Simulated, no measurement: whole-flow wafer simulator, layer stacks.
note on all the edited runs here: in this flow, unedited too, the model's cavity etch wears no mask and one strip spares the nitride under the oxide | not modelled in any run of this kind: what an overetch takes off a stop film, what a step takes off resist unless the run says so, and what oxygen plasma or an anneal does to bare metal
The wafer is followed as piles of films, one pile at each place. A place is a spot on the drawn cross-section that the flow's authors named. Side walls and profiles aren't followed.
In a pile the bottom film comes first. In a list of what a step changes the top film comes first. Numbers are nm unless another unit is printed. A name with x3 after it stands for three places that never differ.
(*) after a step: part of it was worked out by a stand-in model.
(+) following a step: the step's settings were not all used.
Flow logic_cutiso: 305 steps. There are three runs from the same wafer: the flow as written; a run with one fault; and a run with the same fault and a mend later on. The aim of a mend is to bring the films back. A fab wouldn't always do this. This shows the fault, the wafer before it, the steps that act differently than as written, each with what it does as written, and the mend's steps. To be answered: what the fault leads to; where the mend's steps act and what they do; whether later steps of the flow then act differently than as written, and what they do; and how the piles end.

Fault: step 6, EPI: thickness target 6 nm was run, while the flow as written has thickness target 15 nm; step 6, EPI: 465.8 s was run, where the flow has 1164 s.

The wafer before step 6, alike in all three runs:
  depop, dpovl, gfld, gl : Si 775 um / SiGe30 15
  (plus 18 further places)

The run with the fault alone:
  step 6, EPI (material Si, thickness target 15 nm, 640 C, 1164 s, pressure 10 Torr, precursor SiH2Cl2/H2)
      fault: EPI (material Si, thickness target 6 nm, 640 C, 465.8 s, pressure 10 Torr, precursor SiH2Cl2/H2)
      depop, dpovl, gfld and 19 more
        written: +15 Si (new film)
        fault: +6 Si (new film)
  Later steps of the flow acting differently than as written (3 more steps, not shown, differ only slightly: by at most 2% or 0.5 nm, whichever is larger):
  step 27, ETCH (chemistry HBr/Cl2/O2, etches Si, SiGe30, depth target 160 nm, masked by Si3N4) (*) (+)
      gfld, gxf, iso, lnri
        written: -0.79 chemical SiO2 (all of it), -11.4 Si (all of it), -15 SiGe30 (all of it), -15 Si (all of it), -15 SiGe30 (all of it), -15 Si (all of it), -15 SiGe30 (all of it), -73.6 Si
        fault: -0.79 chemical SiO2 (all of it), -11.4 Si (all of it), -15 SiGe30 (all of it), -15 Si (all of it), -15 SiGe30 (all of it), -6 Si (all of it), -15 SiGe30 (all of it), -82.6 Si
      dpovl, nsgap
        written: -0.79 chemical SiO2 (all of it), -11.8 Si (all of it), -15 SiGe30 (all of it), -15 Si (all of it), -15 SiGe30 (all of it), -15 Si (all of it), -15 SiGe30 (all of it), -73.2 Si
        fault: -0.79 chemical SiO2 (all of it), -11.8 Si (all of it), -15 SiGe30 (all of it), -15 Si (all of it), -15 SiGe30 (all of it), -6 Si (all of it), -15 SiGe30 (all of it), -82.2 Si
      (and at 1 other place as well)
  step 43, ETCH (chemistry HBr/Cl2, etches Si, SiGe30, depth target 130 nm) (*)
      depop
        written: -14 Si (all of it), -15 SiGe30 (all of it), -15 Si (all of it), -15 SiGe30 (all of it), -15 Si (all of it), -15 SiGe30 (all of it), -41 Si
        fault: -14 Si (all of it), -15 SiGe30 (all of it), -15 Si (all of it), -15 SiGe30 (all of it), -6 Si (all of it), -15 SiGe30 (all of it), -50 Si
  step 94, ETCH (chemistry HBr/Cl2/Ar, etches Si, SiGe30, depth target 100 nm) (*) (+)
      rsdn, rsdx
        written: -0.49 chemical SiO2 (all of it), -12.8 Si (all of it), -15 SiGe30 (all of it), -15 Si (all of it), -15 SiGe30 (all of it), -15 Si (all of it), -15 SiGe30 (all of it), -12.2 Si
        fault: -0.49 chemical SiO2 (all of it), -12.8 Si (all of it), -15 SiGe30 (all of it), -15 Si (all of it), -15 SiGe30 (all of it), -6 Si (all of it), -15 SiGe30 (all of it), -21.2 Si
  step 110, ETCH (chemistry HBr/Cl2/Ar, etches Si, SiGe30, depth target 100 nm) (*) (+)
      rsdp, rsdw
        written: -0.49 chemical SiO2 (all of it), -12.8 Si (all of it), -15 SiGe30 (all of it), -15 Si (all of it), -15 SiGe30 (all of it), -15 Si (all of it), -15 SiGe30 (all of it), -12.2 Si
        fault: -0.49 chemical SiO2 (all of it), -12.8 Si (all of it), -15 SiGe30 (all of it), -15 Si (all of it), -15 SiGe30 (all of it), -6 Si (all of it), -15 SiGe30 (all of it), -21.2 Si
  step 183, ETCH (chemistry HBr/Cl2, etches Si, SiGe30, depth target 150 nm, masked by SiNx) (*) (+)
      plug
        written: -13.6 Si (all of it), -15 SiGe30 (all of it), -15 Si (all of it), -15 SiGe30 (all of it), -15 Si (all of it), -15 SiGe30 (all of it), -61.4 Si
        fault: -13.6 Si (all of it), -15 SiGe30 (all of it), -15 Si (all of it), -15 SiGe30 (all of it), -6 Si (all of it), -15 SiGe30 (all of it), -70.4 Si
  By the end, the piles at gl, glp, gxn and 6 more depart from the flow's by more than 2% or 0.5 nm, whichever is larger.
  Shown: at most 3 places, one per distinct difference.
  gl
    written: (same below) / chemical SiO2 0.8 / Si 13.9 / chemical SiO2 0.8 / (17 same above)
    fault: (same below) / chemical SiO2 0.8 / Si 4.92 / chemical SiO2 0.8 / (17 same above)
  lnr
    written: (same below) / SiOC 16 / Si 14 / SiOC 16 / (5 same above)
    fault: (same below) / SiOC 16 / Si 4.97 / SiOC 16 / (5 same above)
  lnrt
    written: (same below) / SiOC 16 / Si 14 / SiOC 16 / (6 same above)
    fault: (same below) / SiOC 16 / Si 4.97 / SiOC 16 / (6 same above)

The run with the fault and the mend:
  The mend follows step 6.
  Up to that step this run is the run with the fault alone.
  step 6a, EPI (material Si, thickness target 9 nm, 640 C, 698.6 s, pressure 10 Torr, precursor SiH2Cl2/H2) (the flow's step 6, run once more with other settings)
      depop, dpovl, gfld and 19 more
        +9 Si
  Later steps of the flow that are run all act as written at every place that is followed.
  The piles end the same as the flow's at every place that both follow.
